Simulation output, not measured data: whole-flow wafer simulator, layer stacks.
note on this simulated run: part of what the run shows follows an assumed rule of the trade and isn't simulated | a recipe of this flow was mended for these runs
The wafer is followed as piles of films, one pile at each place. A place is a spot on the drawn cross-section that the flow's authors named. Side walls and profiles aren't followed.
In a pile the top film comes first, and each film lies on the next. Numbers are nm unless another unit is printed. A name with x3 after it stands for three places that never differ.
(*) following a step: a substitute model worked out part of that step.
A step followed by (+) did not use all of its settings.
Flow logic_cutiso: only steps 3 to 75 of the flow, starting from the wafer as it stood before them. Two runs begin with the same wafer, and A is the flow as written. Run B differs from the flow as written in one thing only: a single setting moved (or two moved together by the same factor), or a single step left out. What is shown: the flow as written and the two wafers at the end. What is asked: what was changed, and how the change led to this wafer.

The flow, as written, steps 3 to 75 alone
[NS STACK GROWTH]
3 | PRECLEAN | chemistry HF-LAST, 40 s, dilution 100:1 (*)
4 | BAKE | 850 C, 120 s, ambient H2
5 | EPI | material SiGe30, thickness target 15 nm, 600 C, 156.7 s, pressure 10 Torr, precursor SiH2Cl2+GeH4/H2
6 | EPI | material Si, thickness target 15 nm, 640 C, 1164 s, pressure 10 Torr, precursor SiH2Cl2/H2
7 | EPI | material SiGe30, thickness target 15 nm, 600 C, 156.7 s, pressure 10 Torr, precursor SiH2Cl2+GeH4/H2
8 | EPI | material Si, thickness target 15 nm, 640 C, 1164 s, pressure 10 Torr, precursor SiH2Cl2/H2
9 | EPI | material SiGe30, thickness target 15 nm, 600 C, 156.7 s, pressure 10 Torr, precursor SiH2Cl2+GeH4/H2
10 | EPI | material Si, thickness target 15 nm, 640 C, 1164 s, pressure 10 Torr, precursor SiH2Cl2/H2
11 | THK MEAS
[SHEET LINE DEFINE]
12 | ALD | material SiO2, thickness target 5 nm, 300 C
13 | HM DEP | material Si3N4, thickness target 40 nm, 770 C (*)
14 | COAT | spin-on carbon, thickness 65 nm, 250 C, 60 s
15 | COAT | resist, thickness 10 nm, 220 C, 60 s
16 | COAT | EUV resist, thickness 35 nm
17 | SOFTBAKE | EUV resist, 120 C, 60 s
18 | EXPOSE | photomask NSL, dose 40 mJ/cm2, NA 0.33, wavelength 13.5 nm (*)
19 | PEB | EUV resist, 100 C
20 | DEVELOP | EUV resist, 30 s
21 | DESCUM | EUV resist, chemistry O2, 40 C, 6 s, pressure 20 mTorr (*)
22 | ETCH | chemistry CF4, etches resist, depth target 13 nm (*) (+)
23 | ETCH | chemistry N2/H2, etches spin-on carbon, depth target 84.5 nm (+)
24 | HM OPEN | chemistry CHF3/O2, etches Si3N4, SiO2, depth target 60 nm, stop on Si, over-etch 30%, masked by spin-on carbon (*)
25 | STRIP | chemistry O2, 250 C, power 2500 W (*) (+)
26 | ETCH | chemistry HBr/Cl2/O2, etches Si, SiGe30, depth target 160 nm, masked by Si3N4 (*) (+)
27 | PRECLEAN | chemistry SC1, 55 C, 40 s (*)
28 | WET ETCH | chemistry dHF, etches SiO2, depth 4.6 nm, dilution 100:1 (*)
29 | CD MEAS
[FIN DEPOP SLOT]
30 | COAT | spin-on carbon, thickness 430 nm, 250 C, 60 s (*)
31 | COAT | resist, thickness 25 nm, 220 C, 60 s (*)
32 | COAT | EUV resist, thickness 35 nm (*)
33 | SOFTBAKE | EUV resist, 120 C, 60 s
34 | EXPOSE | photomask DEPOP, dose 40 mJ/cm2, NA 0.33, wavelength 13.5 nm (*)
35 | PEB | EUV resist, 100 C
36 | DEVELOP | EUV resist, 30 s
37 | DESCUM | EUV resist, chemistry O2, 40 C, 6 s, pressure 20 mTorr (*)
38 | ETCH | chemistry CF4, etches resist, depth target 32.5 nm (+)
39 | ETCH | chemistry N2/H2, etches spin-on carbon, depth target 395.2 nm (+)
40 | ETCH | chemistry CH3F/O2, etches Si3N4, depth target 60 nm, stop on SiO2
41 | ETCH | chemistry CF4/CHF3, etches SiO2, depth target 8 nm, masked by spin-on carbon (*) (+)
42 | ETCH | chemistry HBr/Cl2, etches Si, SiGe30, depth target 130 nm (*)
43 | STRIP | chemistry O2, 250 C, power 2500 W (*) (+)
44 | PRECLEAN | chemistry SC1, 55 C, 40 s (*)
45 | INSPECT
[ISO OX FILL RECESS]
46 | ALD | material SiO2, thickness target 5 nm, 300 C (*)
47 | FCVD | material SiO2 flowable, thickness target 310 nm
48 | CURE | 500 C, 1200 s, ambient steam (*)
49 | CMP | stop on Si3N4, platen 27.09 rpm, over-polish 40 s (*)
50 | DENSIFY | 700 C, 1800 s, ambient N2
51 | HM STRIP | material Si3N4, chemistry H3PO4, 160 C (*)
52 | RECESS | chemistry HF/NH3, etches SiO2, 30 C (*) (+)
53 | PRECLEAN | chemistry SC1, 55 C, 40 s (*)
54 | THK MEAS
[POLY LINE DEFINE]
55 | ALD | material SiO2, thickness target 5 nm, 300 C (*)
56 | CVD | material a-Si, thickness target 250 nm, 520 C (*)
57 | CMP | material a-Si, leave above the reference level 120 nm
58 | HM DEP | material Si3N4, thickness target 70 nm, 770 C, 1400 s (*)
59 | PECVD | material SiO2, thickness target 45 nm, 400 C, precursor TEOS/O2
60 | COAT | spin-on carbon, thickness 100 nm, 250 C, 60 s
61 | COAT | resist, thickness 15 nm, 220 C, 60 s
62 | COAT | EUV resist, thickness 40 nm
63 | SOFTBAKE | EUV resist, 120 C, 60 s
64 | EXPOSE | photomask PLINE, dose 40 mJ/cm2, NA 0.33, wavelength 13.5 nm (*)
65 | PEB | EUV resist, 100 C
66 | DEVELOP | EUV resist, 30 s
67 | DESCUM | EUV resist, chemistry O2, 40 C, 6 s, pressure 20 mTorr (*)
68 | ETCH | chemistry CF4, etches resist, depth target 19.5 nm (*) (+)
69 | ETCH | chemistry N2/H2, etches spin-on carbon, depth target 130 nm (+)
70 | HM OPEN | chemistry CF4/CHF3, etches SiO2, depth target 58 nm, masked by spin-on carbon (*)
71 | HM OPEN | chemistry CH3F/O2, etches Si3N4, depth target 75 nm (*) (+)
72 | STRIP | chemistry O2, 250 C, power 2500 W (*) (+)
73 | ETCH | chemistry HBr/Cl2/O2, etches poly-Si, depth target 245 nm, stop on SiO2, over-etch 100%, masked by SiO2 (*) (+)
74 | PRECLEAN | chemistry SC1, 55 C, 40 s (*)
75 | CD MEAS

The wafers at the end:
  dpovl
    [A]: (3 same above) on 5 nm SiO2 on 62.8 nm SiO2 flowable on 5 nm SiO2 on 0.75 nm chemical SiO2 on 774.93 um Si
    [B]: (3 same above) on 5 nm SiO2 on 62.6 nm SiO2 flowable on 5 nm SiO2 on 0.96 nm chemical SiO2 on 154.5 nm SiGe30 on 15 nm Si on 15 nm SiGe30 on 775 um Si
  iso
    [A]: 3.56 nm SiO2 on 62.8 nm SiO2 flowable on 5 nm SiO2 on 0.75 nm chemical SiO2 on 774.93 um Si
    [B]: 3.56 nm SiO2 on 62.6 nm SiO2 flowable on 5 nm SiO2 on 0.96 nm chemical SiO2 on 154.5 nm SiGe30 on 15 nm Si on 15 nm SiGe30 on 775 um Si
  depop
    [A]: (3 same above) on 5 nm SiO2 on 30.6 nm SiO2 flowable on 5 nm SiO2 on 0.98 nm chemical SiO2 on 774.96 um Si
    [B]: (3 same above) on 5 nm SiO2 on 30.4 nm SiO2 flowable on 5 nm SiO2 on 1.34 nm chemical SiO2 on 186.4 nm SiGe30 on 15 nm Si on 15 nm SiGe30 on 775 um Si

Cause: step 7, EPI: 780 C was run, while the flow as written has 600 C.

How this came from the change, step by step:
  7 | EPI | material SiGe30, thickness target 15 nm, 600 C, 156.7 s, pressure 10 Torr, precursor SiH2Cl2+GeH4/H2
      depop, dpovl, gfld and 19 more: A SiGe30 gains 15 (new film) | B SiGe30 gains 273.2 (new film)
  26 | ETCH | chemistry HBr/Cl2/O2, etches Si, SiGe30, depth target 160 nm, masked by Si3N4 (*) (+)
      dpovl, gfld, gxf, iso, isow, lnri, nsgap: A chemical SiO2 loses 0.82 (all of it), Si loses 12 (all of it), SiGe30 loses 15 (all of it), Si loses 15 (all of it), SiGe30 loses 15 (all of it), Si loses 15 (all of it), SiGe30 loses 15 (all of it), Si loses 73 | B chemical SiO2 loses 0.82 (all of it), Si loses 12 (all of it), SiGe30 loses 15 (all of it), Si loses 15 (all of it), SiGe30 loses 118
  42 | ETCH | chemistry HBr/Cl2, etches Si, SiGe30, depth target 130 nm (*)
      depop: A Si loses 13.8 (all of it), SiGe30 loses 15 (all of it), Si loses 15 (all of it), SiGe30 loses 15 (all of it), Si loses 15 (all of it), SiGe30 loses 15 (all of it), Si loses 41.2 | B Si loses 13.8 (all of it), SiGe30 loses 15 (all of it), Si loses 15 (all of it), SiGe30 loses 86.2
  43 | STRIP | chemistry O2, 250 C, power 2500 W (*) (+)
      depop: A chemical SiO2 gains 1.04 (new film), Si loses 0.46 | B chemical SiO2 gains 1.41 (new film), SiGe30 loses 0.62
